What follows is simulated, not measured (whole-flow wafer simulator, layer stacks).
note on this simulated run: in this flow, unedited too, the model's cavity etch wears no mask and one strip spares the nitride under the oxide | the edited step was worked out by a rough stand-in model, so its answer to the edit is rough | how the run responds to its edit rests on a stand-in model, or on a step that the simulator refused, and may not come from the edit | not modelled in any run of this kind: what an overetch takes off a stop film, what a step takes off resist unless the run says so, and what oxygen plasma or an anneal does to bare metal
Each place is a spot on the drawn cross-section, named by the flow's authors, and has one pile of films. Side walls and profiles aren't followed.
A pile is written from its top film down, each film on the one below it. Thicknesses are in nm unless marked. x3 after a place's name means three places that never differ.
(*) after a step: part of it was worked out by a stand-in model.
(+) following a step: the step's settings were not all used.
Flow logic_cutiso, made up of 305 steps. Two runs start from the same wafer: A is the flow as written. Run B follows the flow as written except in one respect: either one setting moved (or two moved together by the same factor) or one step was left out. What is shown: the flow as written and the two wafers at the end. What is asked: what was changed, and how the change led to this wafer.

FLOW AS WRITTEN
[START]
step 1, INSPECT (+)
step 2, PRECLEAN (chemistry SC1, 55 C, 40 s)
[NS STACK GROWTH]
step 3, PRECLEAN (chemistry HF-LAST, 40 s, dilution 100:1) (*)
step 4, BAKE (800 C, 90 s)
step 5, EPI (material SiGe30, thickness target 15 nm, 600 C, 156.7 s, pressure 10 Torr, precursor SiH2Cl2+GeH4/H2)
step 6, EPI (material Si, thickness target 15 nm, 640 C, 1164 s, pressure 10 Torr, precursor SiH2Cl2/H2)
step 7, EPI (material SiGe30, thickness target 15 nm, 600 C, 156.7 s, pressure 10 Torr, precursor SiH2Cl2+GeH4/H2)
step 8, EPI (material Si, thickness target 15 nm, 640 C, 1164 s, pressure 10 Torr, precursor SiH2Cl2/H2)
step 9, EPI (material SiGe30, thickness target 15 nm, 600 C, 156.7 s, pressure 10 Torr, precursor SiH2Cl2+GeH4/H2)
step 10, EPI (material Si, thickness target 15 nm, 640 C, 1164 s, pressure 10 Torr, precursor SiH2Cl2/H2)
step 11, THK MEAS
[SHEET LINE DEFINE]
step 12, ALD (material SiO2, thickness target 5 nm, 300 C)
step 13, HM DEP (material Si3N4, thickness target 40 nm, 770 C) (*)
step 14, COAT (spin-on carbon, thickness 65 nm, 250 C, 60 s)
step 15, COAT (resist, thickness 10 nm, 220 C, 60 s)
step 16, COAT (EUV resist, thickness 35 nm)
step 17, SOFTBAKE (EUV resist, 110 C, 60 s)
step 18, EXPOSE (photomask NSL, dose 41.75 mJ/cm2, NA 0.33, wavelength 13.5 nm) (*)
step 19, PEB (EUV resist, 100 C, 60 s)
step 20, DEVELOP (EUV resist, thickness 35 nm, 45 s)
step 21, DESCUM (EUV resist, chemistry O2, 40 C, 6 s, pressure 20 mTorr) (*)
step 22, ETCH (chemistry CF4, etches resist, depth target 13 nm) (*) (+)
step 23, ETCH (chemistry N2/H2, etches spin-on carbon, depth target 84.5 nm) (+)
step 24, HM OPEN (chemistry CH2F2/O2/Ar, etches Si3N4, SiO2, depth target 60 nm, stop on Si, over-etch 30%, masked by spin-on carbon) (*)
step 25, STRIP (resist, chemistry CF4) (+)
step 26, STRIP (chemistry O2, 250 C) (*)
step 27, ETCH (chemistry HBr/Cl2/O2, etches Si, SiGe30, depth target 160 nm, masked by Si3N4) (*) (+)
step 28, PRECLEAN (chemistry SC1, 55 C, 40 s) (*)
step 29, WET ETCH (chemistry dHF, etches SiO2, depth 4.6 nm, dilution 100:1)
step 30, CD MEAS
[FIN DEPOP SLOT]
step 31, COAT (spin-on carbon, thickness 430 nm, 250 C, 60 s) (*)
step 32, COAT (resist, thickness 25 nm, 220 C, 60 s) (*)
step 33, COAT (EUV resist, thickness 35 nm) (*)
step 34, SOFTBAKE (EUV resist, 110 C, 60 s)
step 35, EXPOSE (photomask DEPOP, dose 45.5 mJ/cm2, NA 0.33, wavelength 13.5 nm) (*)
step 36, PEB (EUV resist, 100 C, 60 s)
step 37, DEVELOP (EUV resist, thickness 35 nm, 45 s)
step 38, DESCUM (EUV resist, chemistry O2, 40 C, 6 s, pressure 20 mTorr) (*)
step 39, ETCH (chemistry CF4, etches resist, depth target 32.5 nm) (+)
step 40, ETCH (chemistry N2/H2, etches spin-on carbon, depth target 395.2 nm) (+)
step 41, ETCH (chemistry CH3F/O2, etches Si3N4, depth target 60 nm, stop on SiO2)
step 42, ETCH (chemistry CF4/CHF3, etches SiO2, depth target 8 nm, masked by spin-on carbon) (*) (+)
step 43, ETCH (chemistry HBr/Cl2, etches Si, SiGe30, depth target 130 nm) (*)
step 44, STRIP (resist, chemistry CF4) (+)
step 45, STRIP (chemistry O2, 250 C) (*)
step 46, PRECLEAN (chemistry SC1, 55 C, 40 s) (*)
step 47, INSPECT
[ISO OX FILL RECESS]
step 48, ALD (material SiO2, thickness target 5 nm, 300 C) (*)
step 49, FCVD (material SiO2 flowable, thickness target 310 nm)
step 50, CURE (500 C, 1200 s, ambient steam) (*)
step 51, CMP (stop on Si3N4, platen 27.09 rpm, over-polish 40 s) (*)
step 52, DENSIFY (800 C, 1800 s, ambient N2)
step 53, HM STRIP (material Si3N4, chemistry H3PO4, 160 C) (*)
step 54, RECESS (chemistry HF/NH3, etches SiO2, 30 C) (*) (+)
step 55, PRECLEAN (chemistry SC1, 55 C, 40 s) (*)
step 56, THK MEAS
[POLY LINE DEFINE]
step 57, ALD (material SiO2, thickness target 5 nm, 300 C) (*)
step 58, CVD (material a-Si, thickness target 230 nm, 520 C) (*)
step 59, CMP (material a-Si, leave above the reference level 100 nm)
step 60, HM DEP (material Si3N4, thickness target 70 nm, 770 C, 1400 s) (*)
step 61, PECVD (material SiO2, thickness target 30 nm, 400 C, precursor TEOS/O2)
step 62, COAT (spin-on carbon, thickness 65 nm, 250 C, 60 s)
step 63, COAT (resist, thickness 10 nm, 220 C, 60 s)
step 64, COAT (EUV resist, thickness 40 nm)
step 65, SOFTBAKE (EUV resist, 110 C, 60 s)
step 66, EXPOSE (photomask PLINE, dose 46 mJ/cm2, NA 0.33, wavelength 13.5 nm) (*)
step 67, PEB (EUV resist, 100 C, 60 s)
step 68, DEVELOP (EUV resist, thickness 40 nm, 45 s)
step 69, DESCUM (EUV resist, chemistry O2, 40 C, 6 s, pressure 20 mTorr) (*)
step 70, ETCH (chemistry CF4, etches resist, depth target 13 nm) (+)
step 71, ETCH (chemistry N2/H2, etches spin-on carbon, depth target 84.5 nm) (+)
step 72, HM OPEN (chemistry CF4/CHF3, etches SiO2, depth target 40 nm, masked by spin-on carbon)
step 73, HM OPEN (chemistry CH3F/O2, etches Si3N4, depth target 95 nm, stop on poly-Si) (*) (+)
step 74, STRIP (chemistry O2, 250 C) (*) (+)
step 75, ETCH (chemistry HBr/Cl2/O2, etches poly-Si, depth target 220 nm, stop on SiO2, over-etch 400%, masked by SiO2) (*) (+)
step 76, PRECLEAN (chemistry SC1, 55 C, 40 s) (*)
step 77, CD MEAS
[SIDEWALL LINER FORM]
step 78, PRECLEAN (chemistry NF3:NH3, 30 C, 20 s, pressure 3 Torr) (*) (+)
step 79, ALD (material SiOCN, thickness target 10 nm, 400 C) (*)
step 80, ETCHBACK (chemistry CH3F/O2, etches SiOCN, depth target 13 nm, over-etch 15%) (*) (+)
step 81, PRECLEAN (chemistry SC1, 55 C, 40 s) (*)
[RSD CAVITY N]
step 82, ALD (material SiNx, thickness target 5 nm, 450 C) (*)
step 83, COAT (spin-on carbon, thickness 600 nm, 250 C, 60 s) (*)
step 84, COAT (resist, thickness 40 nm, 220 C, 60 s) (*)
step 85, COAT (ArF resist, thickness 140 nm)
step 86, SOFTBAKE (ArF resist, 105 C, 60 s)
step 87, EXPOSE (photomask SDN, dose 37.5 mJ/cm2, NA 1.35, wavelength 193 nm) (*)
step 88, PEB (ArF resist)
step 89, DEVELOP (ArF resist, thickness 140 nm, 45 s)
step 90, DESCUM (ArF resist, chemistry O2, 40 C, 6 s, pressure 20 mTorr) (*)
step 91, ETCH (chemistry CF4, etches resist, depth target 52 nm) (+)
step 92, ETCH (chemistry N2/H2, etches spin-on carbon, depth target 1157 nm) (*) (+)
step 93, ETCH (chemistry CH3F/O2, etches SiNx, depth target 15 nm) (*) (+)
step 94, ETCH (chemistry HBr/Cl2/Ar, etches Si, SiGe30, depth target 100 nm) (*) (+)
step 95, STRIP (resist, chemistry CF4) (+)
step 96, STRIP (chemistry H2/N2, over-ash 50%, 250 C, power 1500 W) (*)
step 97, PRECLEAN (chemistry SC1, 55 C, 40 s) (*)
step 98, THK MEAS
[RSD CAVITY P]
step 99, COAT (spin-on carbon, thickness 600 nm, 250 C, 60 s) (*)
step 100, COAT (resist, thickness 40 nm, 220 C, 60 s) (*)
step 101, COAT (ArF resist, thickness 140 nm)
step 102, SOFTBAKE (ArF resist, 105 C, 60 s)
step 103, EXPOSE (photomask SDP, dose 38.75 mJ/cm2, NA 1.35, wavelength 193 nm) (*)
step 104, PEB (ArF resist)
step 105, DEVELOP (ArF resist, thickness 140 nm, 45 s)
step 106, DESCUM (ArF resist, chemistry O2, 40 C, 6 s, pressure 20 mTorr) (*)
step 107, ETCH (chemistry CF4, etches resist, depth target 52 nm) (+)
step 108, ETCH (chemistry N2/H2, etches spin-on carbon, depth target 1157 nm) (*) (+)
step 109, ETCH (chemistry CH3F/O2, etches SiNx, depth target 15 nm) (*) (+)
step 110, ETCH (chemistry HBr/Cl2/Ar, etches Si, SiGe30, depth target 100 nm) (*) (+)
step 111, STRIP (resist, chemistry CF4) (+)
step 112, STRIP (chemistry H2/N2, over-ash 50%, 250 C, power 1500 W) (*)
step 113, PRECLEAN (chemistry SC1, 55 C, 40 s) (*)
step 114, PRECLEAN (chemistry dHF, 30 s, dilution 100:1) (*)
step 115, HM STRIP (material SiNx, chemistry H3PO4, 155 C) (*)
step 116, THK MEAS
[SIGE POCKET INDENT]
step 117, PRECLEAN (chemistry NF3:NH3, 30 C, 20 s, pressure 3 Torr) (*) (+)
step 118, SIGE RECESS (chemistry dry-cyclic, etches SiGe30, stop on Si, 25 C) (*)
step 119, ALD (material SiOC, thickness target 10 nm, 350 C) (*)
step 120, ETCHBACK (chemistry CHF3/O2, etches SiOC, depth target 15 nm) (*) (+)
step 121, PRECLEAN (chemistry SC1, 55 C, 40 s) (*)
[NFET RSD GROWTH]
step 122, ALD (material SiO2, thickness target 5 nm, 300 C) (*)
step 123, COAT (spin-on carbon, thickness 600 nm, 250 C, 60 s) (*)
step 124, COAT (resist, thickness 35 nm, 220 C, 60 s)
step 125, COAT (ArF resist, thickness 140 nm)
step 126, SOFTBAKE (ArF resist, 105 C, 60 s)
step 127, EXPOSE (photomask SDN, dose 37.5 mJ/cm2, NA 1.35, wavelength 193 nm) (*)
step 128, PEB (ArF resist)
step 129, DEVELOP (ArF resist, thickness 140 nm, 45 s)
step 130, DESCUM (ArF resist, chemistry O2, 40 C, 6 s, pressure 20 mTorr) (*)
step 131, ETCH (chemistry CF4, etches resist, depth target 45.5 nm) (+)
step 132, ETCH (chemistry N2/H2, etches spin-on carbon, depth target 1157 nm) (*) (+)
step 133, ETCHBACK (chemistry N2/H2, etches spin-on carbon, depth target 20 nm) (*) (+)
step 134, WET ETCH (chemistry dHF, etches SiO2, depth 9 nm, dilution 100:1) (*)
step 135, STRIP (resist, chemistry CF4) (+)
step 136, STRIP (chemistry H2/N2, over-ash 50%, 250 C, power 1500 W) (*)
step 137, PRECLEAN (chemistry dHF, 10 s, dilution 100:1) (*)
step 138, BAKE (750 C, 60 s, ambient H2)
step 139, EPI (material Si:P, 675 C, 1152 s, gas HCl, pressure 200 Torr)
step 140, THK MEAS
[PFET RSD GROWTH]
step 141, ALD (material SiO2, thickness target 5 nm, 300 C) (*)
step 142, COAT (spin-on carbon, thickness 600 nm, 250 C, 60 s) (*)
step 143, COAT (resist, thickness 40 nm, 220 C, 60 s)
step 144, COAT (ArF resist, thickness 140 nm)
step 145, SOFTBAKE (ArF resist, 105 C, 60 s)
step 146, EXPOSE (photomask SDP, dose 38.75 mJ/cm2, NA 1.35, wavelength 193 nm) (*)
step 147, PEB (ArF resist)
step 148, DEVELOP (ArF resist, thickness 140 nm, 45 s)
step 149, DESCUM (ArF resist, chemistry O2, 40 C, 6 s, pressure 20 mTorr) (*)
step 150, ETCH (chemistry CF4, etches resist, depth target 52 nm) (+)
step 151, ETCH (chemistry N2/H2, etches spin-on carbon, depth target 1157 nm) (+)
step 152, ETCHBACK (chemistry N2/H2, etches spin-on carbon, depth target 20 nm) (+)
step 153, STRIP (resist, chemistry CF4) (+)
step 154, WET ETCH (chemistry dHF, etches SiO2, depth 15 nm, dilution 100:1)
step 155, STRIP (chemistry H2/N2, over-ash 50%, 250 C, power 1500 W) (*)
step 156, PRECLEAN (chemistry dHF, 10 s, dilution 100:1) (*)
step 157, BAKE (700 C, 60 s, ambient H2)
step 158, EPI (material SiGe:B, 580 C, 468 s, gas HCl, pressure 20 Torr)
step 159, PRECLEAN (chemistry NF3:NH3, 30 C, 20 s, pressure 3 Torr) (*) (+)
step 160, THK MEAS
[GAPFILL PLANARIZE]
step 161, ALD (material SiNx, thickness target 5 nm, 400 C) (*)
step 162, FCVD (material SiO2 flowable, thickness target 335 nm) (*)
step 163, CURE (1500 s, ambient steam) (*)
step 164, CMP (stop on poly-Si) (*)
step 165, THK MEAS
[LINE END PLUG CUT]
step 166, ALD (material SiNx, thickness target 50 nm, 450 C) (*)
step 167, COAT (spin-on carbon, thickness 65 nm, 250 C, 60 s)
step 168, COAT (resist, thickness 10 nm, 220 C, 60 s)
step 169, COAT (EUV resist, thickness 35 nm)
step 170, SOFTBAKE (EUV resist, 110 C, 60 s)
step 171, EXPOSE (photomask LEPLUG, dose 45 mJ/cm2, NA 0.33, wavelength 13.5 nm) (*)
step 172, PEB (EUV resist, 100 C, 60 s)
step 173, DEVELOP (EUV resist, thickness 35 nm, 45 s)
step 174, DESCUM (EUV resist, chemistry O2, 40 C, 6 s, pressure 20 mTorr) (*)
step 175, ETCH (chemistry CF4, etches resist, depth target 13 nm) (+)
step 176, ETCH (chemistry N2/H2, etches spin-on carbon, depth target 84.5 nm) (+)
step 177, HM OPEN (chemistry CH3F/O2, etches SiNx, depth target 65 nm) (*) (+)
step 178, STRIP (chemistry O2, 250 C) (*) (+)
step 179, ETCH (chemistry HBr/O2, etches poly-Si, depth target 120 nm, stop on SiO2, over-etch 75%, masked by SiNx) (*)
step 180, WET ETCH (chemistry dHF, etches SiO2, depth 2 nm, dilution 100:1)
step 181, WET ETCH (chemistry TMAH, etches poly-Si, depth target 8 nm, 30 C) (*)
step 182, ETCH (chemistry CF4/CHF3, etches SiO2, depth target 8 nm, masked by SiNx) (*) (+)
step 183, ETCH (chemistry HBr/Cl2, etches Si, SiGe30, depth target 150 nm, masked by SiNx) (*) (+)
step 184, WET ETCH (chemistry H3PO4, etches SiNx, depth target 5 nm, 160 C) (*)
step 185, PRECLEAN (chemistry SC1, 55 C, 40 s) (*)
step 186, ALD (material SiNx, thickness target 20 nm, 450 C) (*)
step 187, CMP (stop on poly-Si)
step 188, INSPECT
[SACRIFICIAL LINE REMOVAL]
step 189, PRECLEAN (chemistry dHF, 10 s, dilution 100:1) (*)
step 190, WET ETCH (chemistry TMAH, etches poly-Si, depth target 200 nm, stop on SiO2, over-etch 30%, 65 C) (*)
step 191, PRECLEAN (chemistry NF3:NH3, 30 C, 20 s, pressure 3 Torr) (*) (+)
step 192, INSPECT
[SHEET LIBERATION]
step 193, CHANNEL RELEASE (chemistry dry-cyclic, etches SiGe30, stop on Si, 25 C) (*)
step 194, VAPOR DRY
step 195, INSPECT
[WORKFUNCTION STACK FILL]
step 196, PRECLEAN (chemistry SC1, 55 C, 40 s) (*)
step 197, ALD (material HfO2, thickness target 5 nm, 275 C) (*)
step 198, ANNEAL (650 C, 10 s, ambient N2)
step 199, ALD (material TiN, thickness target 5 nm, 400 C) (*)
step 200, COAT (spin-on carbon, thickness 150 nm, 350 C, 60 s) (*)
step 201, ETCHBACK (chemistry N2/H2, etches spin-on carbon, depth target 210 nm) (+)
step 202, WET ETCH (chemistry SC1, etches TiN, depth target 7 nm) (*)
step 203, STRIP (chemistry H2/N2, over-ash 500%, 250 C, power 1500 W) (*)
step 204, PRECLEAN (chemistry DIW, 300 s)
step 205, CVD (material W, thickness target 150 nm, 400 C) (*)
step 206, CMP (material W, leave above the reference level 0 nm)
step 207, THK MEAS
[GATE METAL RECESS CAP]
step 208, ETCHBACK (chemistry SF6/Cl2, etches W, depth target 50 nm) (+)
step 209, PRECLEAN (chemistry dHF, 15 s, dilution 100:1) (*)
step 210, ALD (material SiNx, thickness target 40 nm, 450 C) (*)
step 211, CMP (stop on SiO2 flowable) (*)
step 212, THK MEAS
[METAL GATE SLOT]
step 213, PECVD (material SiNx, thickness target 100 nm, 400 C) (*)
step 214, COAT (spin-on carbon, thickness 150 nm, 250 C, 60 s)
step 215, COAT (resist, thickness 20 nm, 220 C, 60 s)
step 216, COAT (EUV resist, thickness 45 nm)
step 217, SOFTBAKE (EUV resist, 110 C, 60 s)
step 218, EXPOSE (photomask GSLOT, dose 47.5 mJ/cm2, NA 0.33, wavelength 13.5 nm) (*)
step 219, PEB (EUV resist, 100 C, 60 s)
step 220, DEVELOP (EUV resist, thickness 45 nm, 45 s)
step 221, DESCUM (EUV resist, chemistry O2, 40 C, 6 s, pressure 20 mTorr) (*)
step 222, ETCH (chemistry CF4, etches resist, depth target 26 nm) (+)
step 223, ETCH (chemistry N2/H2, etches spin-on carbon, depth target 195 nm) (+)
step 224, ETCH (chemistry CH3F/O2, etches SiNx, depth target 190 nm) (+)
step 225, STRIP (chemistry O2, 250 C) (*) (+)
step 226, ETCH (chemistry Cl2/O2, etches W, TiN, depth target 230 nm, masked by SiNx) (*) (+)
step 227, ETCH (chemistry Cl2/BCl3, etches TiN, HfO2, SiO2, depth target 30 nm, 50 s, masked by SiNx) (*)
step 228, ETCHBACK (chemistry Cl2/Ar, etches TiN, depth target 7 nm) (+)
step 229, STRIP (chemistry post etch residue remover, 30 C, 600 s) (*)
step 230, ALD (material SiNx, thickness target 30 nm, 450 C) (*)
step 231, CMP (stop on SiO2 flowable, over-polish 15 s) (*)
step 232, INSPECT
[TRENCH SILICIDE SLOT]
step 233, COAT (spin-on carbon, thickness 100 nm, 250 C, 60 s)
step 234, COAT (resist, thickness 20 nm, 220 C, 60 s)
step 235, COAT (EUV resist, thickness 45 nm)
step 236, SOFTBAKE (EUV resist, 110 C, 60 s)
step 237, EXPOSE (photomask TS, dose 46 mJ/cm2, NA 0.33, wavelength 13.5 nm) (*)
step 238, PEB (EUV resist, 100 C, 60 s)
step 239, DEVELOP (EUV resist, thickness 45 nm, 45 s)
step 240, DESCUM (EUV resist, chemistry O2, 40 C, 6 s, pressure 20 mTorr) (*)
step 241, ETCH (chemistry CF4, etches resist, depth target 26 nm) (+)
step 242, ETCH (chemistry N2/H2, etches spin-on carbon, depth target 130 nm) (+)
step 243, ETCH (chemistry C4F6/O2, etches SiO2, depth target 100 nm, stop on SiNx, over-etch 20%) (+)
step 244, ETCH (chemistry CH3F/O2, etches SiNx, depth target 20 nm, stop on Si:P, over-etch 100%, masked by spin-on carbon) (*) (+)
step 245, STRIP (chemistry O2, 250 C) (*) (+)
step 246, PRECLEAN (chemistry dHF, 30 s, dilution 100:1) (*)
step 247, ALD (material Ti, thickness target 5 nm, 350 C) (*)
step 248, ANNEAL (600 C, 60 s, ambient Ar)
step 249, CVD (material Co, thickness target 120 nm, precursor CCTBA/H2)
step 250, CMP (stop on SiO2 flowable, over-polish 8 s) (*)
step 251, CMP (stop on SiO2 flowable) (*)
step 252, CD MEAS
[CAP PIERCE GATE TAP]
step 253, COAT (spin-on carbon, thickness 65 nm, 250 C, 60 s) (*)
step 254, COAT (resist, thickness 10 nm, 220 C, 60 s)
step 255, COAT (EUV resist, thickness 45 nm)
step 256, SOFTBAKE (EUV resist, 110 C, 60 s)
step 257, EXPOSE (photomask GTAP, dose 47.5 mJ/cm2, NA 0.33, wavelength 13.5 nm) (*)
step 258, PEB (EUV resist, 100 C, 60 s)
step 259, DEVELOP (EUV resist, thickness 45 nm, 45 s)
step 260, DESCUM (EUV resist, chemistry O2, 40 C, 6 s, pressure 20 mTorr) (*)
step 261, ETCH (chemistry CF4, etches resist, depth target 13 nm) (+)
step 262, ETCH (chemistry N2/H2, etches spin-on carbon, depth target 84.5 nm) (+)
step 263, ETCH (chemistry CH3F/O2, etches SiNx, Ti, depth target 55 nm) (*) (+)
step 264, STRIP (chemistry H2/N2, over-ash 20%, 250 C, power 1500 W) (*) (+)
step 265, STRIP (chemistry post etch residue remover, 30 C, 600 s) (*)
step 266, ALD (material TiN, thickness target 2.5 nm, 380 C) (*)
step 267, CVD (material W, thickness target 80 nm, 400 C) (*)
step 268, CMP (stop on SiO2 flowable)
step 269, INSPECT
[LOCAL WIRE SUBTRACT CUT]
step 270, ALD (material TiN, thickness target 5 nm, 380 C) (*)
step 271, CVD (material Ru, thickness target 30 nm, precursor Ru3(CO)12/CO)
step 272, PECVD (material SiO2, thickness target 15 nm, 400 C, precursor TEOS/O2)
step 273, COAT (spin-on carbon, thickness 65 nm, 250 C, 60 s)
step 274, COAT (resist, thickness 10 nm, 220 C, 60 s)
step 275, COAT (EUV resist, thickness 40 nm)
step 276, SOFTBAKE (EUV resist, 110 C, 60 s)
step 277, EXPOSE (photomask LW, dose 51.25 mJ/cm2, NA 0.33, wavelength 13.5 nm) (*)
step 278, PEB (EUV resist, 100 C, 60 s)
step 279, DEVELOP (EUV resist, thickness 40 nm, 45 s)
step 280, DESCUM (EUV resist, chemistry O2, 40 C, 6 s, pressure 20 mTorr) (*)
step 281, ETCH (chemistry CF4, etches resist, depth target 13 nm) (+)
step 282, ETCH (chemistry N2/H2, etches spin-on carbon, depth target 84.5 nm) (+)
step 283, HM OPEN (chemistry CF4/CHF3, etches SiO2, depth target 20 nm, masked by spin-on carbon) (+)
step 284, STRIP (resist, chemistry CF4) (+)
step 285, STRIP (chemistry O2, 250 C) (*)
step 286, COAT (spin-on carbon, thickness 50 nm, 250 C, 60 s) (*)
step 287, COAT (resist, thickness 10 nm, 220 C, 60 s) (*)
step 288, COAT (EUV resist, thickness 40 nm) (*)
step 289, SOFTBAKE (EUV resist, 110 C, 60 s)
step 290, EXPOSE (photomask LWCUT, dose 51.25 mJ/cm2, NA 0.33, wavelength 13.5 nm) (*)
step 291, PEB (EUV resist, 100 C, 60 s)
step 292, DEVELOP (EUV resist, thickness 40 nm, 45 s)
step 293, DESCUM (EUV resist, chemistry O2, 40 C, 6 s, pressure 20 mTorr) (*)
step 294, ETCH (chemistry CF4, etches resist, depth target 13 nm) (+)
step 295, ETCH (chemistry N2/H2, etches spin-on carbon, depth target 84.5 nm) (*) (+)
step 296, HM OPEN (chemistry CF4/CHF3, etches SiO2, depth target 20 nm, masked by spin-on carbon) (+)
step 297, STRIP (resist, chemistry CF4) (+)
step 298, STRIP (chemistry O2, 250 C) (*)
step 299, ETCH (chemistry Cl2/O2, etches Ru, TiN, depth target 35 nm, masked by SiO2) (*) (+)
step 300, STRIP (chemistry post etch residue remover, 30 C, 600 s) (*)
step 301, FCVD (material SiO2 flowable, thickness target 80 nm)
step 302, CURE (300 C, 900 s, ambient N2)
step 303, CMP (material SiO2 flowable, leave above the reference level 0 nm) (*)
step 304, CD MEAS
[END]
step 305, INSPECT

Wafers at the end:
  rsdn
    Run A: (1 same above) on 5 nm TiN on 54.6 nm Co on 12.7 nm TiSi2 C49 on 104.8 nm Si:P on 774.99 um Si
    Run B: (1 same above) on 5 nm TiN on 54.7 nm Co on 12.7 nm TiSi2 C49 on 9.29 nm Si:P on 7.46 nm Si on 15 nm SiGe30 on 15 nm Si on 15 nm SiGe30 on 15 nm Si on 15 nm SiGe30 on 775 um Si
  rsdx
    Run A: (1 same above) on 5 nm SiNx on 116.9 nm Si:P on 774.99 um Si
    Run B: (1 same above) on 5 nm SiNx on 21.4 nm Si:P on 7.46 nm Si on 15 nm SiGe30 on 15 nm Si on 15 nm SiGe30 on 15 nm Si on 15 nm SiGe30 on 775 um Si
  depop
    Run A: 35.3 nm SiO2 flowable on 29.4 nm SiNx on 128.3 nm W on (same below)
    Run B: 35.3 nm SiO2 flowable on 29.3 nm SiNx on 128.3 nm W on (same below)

Cause: step 92, ETCH: depth target 636.4 nm was run, though the flow has depth target 1157 nm.

How this came from the change, step by step:
  step 92, ETCH (chemistry N2/H2, etches spin-on carbon, depth target 1157 nm) (*) (+)
      rsdn, rsdx: A spin-on carbon loses 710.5 (all of it), SiNx loses 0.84 | B spin-on carbon loses 636.4
      depop, dpovl, gfld and 12 more: A ArF resist loses 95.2 (all of it), resist loses 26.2 | B ArF resist loses 95.2 (all of it), resist loses 20.8
      (also at 5 further places)
  step 93, ETCH (chemistry CH3F/O2, etches SiNx, depth target 15 nm) (*) (+)
      rsdn, rsdx: A SiNx loses 4.16 (all of it) | B spin-on carbon loses 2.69
      gl, gxn, tap: A SiNx loses 2.12 (all of it), SiO2 loses 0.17 | B SiNx loses 3.76 (all of it), SiO2 loses 0.16
      (also at 2 further places)
  step 94, ETCH (chemistry HBr/Cl2/Ar, etches Si, SiGe30, depth target 100 nm) (*) (+)
      rsdn, rsdx: A chemical SiO2 loses 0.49 (all of it), Si loses 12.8 (all of it), SiGe30 loses 15 (all of it), Si loses 15 (all of it), SiGe30 loses 15 (all of it), Si loses 15 (all of it), SiGe30 loses 15 (all of it), Si loses 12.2 | B nothing
  step 95, STRIP (resist, chemistry CF4) (+)
      gl, gxn, tap: A nothing | B SiO2 loses 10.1
      lnr: A nothing | B SiOCN loses 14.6
      (also at 16 further places)
  step 96, STRIP (chemistry H2/N2, over-ash 50%, 250 C, power 1500 W) (*)
      rsdn, rsdx: A nothing | B spin-on carbon loses 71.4 (all of it)
  step 99, COAT (spin-on carbon, thickness 600 nm, 250 C, 60 s) (*)
      gl, gxn: A spin-on carbon gains 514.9 (new film) | B spin-on carbon gains 539.8 (new film)
      rsdn, rsdx: A spin-on carbon gains 802.8 (new film) | B spin-on carbon gains 712.3 (new film)
      (also at 12 further places)
  step 108, ETCH (chemistry N2/H2, etches spin-on carbon, depth target 1157 nm) (*) (+)
      depop, dpovl, gfld and 14 more: A ArF resist loses 95.2 (all of it), resist loses 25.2 | B ArF resist loses 95.2 (all of it), resist loses 26
      rsdp, rsdw: A spin-on carbon loses 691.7 (all of it), SiNx loses 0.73 | B spin-on carbon loses 706.4 (all of it), SiNx loses 0.81
      (also at 3 further places)
  step 111, STRIP (resist, chemistry CF4) (+)
      depop, dpovl, iso and 6 more: A resist loses 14 (all of it) | B resist loses 13.2 (all of it)
      gl, lnrt, rsdn, rsdx: A resist loses 14.1 (all of it) | B resist loses 13.2 (all of it)
      (also at 4 further places)
  step 112, STRIP (chemistry H2/N2, over-ash 50%, 250 C, power 1500 W) (*)
      gl, gxn: A spin-on carbon loses 514.9 (all of it) | B spin-on carbon loses 539.8 (all of it)
      rsdn, rsdx: A spin-on carbon loses 802.8 (all of it) | B spin-on carbon loses 712.3 (all of it)
      (also at 7 further places)
  step 114, PRECLEAN (chemistry dHF, 30 s, dilution 100:1) (*)
      gl, gxn, tap: A SiO2 loses 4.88 | B SiO2 loses 1.41 (all of it), Si3N4 loses 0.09
      rsdn, rsdx: A chemical SiO2 loses 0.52 (all of it) | B SiNx loses 1
  step 115, HM STRIP (material SiNx, chemistry H3PO4, 155 C) (*)
      gl, gxn, tap: A SiO2 loses 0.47 | B Si3N4 loses 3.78
      rsdn, rsdx: A chemical SiO2 gains 0.5 (new film), Si loses 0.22 | B SiNx loses 3.99 (all of it), chemical SiO2 gains 0.01
  step 117, PRECLEAN (chemistry NF3:NH3, 30 C, 20 s, pressure 3 Torr) (*) (+)
      gl, gxn, tap: A SiO2 loses 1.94 | B Si3N4 loses 0.2
  step 119, ALD (material SiOC, thickness target 10 nm, 350 C) (*)
      gxn: A SiOC gains 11 (new film) | B SiOC gains 10 (new film)
  step 120, ETCHBACK (chemistry CHF3/O2, etches SiOC, depth target 15 nm) (*) (+)
      gl, tap: A SiOC loses 10 (all of it), SiO2 loses 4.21 (all of it), Si3N4 loses 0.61 | B SiOC loses 10 (all of it), Si3N4 loses 3.85
      rsdn, rsdx: A SiOC loses 10 (all of it) | B SiOC loses 10 (all of it), Si loses 0.81
      (also at 1 further place)
  step 122, ALD (material SiO2, thickness target 5 nm, 300 C) (*)
      gxn: A SiO2 gains 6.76 (new film) | B SiO2 gains 5 (new film)
  step 123, COAT (spin-on carbon, thickness 600 nm, 250 C, 60 s) (*)
      gfld, gxf, lnrp, plug: A spin-on carbon gains 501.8 (new film) | B spin-on carbon gains 512.1 (new film)
      gl, tap: A spin-on carbon gains 507 (new film) | B spin-on carbon gains 524.9 (new film)
      (also at 7 further places)
  ... 11 further steps ...
  step 164, CMP (stop on poly-Si) (*)
      gxn: A SiO2 flowable loses 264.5 (all of it), SiNx loses 5 (all of it), SiO2 loses 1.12 (all of it), Si3N4 loses 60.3 (all of it) | B SiO2 flowable loses 274.4 (all of it), SiNx loses 5 (all of it), Si3N4 loses 49.1 (all of it)
      gl, tap: A SiO2 flowable loses 270.7 (all of it), SiNx loses 5 (all of it), Si3N4 loses 55.3 (all of it) | B SiO2 flowable loses 274.4 (all of it), SiNx loses 5 (all of it), Si3N4 loses 49.1 (all of it)
      (also at 2 further places)
